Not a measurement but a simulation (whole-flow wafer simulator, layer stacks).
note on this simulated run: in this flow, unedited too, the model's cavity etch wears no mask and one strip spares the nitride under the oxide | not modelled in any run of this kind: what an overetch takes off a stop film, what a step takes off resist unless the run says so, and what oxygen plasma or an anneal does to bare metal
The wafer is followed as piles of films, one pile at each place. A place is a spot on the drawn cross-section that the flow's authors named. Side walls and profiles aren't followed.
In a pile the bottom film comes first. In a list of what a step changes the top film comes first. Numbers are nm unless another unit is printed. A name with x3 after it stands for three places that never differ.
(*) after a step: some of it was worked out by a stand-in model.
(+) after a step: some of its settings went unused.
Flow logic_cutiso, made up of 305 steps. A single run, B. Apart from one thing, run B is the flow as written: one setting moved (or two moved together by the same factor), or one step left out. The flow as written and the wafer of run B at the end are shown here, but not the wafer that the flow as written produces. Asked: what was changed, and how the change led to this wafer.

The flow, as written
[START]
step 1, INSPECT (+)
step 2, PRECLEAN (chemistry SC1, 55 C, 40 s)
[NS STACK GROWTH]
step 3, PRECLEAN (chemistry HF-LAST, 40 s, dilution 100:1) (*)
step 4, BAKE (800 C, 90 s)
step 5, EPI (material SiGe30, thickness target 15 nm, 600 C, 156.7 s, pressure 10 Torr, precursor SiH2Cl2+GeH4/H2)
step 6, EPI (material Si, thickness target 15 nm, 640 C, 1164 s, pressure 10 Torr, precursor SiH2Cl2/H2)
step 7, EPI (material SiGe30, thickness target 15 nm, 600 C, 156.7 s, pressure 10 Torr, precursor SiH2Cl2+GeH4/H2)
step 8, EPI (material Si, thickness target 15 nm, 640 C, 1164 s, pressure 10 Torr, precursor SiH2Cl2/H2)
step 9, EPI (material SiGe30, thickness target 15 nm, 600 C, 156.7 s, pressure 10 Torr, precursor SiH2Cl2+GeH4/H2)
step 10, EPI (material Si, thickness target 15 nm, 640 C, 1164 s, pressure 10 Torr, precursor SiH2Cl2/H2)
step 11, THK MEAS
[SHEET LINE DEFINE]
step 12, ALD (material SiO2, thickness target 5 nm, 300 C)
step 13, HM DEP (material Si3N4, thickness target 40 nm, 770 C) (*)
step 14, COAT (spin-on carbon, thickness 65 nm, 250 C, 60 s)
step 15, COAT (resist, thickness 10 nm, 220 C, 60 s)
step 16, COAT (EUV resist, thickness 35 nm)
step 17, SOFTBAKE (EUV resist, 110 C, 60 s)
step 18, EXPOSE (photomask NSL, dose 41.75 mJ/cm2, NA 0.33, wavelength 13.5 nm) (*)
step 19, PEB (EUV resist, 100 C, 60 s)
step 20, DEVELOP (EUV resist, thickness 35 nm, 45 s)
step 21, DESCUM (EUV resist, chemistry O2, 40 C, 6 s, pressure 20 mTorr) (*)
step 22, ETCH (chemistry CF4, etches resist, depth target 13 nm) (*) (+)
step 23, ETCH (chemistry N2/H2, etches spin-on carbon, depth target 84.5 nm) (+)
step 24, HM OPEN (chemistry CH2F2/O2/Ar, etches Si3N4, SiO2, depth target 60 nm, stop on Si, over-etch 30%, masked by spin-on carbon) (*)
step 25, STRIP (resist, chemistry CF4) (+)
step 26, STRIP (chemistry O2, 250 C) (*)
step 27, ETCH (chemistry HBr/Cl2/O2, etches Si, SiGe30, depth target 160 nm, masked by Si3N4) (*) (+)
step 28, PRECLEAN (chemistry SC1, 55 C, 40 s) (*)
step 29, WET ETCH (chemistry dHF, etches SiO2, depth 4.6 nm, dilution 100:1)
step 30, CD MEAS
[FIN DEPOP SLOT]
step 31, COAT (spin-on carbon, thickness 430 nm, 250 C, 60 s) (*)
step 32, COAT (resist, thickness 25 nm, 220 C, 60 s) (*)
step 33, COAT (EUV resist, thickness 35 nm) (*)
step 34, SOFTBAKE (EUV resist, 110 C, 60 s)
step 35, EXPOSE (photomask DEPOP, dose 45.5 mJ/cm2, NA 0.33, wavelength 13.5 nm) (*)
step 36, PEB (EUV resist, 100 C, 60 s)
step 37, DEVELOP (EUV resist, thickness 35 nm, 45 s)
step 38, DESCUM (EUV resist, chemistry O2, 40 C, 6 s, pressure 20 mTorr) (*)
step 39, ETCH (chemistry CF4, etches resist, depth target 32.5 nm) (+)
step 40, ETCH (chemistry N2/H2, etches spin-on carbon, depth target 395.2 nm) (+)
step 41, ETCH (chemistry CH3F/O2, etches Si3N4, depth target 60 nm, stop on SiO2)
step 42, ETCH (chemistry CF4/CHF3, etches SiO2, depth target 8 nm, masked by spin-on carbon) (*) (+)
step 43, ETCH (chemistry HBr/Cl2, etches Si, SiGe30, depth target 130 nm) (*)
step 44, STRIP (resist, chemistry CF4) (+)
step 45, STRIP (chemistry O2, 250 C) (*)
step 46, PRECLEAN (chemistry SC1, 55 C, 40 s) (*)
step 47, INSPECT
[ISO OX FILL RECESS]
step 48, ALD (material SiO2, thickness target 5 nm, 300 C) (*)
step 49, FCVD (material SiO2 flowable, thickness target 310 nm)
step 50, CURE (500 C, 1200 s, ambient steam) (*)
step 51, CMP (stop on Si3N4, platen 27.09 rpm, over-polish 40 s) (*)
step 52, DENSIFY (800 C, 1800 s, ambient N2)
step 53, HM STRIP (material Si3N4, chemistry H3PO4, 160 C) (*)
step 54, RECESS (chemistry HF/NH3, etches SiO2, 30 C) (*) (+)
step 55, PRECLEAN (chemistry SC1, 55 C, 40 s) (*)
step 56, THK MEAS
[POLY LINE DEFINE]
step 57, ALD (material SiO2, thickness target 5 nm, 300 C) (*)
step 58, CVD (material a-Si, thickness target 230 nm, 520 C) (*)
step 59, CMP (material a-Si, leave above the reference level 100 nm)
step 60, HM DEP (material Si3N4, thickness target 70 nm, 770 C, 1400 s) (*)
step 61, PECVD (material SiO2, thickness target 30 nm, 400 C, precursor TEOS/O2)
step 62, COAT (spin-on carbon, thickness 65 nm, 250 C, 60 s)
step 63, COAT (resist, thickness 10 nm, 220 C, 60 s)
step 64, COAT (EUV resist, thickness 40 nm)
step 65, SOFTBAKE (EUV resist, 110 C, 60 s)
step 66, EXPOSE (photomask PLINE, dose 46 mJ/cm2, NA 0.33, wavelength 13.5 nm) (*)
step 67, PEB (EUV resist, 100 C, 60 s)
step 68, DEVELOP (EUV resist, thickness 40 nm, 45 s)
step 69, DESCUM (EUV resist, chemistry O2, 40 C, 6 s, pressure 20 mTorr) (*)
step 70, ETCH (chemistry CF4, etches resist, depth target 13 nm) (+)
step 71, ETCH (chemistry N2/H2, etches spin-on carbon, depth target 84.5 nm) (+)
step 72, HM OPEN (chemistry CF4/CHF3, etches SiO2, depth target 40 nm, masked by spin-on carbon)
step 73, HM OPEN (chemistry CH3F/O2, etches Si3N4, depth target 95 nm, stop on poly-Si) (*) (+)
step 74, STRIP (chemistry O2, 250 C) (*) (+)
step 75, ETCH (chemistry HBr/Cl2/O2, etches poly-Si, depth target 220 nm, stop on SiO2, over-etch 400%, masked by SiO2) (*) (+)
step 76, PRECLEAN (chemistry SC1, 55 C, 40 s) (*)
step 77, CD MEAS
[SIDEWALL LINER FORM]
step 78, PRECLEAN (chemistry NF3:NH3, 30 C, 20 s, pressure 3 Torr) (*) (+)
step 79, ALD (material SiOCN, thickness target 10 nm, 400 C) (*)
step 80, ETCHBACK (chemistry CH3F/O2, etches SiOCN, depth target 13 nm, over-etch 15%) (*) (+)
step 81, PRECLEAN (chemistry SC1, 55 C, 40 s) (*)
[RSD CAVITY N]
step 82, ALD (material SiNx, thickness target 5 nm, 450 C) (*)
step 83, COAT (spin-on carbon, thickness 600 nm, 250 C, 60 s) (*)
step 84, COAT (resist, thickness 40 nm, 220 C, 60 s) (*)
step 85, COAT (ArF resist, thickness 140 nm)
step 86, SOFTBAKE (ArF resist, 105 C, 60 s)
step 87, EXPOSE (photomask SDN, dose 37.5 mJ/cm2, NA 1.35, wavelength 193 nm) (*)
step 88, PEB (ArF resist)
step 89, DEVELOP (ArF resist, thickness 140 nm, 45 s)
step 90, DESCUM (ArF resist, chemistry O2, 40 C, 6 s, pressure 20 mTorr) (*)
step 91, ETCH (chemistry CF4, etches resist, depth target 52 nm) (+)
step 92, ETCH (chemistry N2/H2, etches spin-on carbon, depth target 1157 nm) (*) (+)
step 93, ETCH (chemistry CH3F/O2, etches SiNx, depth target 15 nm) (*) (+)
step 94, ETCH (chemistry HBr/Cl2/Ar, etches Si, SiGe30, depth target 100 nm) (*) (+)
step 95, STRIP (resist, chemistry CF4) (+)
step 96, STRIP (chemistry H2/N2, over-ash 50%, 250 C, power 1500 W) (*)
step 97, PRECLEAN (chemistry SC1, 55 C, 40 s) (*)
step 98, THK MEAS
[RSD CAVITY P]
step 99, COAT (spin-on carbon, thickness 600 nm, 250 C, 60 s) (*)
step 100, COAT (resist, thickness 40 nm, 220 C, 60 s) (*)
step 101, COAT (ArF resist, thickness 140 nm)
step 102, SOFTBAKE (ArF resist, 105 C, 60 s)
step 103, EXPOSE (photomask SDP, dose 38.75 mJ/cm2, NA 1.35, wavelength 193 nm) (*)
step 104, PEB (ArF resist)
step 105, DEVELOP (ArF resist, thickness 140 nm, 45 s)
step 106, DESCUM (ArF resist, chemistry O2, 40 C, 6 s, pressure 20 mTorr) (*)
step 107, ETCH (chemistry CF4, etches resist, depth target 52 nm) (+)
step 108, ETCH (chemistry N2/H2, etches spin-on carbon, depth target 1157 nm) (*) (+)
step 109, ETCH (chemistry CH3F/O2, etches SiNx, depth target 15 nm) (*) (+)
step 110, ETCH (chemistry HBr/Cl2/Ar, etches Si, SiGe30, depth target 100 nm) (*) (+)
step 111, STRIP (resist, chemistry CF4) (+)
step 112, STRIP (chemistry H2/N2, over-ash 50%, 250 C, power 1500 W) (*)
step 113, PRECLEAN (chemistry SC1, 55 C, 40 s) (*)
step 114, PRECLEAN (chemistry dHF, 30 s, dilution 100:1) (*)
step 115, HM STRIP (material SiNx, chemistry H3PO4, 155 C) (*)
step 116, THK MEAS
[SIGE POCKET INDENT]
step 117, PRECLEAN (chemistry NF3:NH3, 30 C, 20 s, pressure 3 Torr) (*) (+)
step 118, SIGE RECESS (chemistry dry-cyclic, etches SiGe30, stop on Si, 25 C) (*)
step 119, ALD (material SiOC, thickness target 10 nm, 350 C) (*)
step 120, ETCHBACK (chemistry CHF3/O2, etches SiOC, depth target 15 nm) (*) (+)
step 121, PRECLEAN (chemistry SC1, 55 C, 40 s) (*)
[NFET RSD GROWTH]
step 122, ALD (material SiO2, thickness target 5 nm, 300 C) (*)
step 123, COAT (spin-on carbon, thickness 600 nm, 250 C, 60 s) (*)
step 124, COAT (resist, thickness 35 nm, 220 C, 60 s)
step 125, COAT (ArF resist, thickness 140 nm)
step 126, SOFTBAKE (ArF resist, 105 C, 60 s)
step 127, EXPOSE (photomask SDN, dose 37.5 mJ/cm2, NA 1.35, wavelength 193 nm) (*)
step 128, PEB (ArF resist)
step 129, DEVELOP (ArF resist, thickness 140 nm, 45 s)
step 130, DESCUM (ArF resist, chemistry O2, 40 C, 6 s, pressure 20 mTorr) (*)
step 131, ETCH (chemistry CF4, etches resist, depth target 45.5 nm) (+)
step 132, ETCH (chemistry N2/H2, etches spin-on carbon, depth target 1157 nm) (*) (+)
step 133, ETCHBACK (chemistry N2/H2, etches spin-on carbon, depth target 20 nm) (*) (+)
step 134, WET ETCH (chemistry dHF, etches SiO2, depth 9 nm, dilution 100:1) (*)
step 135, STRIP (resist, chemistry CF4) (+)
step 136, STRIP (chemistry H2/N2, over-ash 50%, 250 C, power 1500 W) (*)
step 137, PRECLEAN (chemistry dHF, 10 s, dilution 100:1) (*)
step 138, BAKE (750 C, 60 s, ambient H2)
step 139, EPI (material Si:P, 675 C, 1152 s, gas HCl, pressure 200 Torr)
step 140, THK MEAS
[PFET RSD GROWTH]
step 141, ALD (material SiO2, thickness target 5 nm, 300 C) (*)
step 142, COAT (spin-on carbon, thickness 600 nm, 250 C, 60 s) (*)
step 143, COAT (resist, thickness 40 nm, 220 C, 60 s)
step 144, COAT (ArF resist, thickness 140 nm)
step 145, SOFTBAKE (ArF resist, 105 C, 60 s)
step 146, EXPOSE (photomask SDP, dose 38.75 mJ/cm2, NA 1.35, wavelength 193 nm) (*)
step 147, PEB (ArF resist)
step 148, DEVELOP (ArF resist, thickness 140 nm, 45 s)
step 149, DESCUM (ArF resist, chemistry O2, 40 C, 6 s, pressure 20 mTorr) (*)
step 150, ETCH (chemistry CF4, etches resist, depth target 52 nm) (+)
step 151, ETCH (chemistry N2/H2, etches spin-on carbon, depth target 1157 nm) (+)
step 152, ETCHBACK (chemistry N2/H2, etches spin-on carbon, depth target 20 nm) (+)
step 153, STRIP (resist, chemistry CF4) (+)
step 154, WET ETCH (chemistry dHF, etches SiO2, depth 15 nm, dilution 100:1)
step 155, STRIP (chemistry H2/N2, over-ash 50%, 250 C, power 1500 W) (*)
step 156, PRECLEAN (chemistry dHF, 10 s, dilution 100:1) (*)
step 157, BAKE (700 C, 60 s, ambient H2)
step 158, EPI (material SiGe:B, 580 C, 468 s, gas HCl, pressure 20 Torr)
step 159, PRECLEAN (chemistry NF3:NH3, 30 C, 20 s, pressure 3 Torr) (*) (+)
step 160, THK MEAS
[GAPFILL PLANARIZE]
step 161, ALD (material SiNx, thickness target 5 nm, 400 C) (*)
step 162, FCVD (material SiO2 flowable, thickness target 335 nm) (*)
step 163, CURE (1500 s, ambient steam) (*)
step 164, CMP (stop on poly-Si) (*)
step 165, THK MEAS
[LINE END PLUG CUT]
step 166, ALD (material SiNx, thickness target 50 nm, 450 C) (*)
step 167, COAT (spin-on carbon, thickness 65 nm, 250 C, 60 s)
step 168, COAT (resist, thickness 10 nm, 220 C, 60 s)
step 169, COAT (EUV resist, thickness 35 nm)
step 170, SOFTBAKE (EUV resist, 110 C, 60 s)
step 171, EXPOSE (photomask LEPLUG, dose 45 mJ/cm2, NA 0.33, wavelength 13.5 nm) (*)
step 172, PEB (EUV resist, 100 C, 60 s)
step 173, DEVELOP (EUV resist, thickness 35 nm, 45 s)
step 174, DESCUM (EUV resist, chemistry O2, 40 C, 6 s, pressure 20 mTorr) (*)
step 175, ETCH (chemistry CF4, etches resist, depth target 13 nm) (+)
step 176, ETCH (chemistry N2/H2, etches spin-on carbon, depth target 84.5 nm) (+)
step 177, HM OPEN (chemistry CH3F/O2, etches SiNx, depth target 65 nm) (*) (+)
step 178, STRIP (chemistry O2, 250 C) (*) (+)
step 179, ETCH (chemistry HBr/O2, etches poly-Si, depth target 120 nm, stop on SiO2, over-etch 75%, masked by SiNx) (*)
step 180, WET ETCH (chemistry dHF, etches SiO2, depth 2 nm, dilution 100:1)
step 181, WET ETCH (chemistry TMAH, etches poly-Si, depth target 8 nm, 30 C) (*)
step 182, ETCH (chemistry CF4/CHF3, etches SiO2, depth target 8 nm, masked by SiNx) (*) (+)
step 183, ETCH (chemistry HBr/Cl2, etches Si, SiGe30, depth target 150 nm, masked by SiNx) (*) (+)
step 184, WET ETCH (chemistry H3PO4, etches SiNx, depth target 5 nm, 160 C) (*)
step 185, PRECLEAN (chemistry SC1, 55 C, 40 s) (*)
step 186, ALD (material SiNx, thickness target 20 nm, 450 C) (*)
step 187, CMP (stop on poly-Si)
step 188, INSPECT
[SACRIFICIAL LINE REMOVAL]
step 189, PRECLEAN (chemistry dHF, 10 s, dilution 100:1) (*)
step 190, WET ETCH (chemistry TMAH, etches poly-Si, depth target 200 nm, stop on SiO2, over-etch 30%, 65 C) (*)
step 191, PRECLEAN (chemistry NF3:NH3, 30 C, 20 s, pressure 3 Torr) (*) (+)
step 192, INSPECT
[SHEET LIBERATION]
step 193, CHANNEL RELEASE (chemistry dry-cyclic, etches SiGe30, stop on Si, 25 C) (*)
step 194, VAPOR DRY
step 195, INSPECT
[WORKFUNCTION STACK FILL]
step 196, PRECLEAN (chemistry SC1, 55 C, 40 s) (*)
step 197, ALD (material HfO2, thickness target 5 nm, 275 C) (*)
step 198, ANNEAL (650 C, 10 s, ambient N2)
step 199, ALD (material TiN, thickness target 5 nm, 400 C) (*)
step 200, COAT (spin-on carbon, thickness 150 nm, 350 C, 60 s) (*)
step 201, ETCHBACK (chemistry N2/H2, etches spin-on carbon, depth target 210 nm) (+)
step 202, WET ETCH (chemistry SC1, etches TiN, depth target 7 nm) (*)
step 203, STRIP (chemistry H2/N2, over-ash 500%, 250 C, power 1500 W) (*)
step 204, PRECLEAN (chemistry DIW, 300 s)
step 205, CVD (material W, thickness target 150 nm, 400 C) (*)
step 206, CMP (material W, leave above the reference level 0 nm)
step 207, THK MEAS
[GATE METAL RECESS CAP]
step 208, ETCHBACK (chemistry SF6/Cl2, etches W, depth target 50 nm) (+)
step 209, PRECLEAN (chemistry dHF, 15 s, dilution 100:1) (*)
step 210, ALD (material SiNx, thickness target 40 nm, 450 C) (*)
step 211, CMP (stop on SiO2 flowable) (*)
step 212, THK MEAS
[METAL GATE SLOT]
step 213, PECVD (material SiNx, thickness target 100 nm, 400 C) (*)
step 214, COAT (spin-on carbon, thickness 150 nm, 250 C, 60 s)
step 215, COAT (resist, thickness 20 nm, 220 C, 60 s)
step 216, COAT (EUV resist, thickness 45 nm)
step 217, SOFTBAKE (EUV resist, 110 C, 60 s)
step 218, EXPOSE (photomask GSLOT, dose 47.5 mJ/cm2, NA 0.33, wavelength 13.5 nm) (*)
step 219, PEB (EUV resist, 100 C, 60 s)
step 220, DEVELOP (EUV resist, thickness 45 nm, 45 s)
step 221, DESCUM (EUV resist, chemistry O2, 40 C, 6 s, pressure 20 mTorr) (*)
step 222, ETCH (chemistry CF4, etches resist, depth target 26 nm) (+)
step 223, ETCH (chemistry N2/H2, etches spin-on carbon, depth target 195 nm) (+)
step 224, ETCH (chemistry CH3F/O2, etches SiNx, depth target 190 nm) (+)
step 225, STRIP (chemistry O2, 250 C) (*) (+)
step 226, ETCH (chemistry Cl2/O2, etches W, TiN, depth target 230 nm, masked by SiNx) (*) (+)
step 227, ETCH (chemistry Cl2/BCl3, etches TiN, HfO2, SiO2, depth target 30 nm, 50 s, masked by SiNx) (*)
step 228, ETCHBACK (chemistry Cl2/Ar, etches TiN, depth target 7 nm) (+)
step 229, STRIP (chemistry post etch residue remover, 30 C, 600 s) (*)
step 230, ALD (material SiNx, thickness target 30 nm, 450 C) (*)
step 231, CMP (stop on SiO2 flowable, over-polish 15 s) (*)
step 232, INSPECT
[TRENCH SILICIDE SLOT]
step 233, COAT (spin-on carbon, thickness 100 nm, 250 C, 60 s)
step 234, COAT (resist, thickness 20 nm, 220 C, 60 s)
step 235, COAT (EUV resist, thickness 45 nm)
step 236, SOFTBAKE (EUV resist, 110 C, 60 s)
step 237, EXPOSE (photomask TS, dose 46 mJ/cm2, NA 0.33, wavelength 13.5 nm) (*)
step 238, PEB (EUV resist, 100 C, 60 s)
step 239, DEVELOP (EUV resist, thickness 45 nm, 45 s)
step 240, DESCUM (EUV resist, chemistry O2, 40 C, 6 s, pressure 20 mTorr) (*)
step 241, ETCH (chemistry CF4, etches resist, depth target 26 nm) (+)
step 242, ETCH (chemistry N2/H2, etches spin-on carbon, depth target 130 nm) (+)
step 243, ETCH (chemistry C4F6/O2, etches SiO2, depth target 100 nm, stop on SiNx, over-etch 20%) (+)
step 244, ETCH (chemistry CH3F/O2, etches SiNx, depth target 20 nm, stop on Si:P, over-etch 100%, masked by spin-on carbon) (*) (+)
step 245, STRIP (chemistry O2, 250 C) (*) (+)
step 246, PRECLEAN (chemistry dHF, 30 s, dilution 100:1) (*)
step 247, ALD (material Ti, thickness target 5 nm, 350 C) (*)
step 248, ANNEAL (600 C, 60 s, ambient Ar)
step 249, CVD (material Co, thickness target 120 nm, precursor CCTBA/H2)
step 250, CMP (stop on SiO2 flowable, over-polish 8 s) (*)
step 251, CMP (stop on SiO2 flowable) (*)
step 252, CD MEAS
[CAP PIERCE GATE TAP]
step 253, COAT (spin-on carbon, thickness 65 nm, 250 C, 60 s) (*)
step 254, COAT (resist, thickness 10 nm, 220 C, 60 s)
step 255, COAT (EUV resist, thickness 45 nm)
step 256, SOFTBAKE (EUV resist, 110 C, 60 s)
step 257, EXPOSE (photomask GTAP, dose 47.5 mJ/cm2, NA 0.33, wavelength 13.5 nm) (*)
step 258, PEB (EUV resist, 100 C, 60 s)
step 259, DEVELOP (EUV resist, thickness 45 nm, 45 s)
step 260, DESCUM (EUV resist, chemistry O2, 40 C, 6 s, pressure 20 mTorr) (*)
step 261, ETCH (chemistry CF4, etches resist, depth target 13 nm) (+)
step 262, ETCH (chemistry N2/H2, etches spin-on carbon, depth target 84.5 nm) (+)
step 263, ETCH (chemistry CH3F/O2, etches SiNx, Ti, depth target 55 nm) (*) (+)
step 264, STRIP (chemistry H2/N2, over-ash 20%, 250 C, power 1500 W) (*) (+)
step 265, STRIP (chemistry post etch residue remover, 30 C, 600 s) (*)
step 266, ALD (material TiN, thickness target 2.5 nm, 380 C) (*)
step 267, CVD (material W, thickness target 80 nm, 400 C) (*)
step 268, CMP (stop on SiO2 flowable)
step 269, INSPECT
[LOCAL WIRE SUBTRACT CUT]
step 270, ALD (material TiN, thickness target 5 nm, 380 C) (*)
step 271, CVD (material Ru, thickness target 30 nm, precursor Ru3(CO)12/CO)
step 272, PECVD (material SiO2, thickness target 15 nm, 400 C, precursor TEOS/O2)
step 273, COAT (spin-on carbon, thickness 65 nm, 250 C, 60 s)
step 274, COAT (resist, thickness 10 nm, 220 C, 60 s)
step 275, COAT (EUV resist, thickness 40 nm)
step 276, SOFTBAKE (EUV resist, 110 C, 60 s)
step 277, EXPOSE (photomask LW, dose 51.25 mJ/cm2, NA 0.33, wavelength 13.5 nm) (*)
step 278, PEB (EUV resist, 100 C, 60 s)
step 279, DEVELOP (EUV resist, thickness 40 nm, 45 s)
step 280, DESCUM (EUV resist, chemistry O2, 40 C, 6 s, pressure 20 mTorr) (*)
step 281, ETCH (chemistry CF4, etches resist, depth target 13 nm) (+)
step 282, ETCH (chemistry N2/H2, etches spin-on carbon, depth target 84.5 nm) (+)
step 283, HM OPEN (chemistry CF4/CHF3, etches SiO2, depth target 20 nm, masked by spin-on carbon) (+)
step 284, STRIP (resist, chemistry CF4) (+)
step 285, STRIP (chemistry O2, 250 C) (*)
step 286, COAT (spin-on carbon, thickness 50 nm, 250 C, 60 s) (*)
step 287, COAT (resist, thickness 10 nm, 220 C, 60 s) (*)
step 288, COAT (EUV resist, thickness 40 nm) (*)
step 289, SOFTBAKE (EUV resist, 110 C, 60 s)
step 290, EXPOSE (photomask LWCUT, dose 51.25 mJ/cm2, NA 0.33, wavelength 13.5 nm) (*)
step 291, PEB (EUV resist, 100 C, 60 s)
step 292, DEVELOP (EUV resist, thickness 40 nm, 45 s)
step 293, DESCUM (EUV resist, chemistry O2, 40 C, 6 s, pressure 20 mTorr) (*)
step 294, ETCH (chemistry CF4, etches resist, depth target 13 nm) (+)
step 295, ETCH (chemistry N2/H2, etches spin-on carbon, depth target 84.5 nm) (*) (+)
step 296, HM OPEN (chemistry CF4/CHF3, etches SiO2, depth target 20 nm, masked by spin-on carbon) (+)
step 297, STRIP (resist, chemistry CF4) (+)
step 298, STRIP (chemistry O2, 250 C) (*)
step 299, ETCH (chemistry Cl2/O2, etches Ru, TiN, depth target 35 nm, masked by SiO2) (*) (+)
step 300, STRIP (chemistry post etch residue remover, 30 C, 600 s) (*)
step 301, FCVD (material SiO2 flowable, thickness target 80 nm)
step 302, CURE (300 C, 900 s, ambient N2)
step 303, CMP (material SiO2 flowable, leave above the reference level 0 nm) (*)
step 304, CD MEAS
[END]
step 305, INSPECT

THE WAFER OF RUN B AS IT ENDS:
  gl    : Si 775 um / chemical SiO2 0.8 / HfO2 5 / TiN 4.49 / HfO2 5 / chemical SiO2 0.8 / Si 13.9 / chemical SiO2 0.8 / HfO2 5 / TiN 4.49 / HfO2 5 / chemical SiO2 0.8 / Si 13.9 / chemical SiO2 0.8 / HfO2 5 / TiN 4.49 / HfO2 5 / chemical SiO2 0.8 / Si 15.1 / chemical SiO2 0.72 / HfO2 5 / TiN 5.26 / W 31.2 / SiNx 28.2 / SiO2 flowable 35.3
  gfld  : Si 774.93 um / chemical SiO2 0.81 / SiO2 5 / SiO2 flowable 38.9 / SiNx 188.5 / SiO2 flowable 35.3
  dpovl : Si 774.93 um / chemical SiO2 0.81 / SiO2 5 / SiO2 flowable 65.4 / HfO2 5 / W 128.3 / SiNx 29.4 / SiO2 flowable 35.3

The reason: step 10, EPI: thickness target 17.2 nm was run, whereas the flow has thickness target 15 nm; step 10, EPI: 1339 s was run, where the flow has 1164 s.

How this came from the change, step by step:
  step 10, EPI (material Si, thickness target 15 nm, 640 C, 1164 s, pressure 10 Torr, precursor SiH2Cl2/H2)
      depop, dpovl, gfld and 19 more: +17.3 Si (new film) (it would be, as written: +15 Si (new film))
  step 27, ETCH (chemistry HBr/Cl2/O2, etches Si, SiGe30, depth target 160 nm, masked by Si3N4) (*) (+)
      gfld, gxf, iso, lnri: -0.79 chemical SiO2 (all of it), -13.6 Si (all of it), -15 SiGe30 (all of it), -15 Si (all of it), -15 SiGe30 (all of it), -15 Si (all of it), -15 SiGe30 (all of it), -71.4 Si (it would be, as written: -0.79 chemical SiO2 (all of it), -11.4 Si (all of it), -15 SiGe30 (all of it), -15 Si (all of it), -15 SiGe30 (all of it), -15 Si (all of it), -15 SiGe30 (all of it), -73.6 Si)
      dpovl, nsgap: -0.79 chemical SiO2 (all of it), -14 Si (all of it), -15 SiGe30 (all of it), -15 Si (all of it), -15 SiGe30 (all of it), -15 Si (all of it), -15 SiGe30 (all of it), -71 Si (it would be, as written: -0.79 chemical SiO2 (all of it), -11.8 Si (all of it), -15 SiGe30 (all of it), -15 Si (all of it), -15 SiGe30 (all of it), -15 Si (all of it), -15 SiGe30 (all of it), -73.2 Si)
      (as well as at 1 more place)
  step 43, ETCH (chemistry HBr/Cl2, etches Si, SiGe30, depth target 130 nm) (*)
      depop: -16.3 Si (all of it), -15 SiGe30 (all of it), -15 Si (all of it), -15 SiGe30 (all of it), -15 Si (all of it), -15 SiGe30 (all of it), -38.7 Si (it would be, as written: -14 Si (all of it), -15 SiGe30 (all of it), -15 Si (all of it), -15 SiGe30 (all of it), -15 Si (all of it), -15 SiGe30 (all of it), -41 Si)
  step 94, ETCH (chemistry HBr/Cl2/Ar, etches Si, SiGe30, depth target 100 nm) (*) (+)
      rsdn, rsdx: -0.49 chemical SiO2 (all of it), -15.1 Si (all of it), -15 SiGe30 (all of it), -15 Si (all of it), -15 SiGe30 (all of it), -15 Si (all of it), -15 SiGe30 (all of it), -9.91 Si (it would be, as written: -0.49 chemical SiO2 (all of it), -12.8 Si (all of it), -15 SiGe30 (all of it), -15 Si (all of it), -15 SiGe30 (all of it), -15 Si (all of it), -15 SiGe30 (all of it), -12.2 Si)
  step 110, ETCH (chemistry HBr/Cl2/Ar, etches Si, SiGe30, depth target 100 nm) (*) (+)
      rsdp, rsdw: -0.49 chemical SiO2 (all of it), -15.1 Si (all of it), -15 SiGe30 (all of it), -15 Si (all of it), -15 SiGe30 (all of it), -15 Si (all of it), -15 SiGe30 (all of it), -9.91 Si (it would be, as written: -0.49 chemical SiO2 (all of it), -12.8 Si (all of it), -15 SiGe30 (all of it), -15 Si (all of it), -15 SiGe30 (all of it), -15 Si (all of it), -15 SiGe30 (all of it), -12.2 Si)
  step 183, ETCH (chemistry HBr/Cl2, etches Si, SiGe30, depth target 150 nm, masked by SiNx) (*) (+)
      plug: -15.8 Si (all of it), -15 SiGe30 (all of it), -15 Si (all of it), -15 SiGe30 (all of it), -15 Si (all of it), -15 SiGe30 (all of it), -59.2 Si (it would be, as written: -13.6 Si (all of it), -15 SiGe30 (all of it), -15 Si (all of it), -15 SiGe30 (all of it), -15 Si (all of it), -15 SiGe30 (all of it), -61.4 Si)
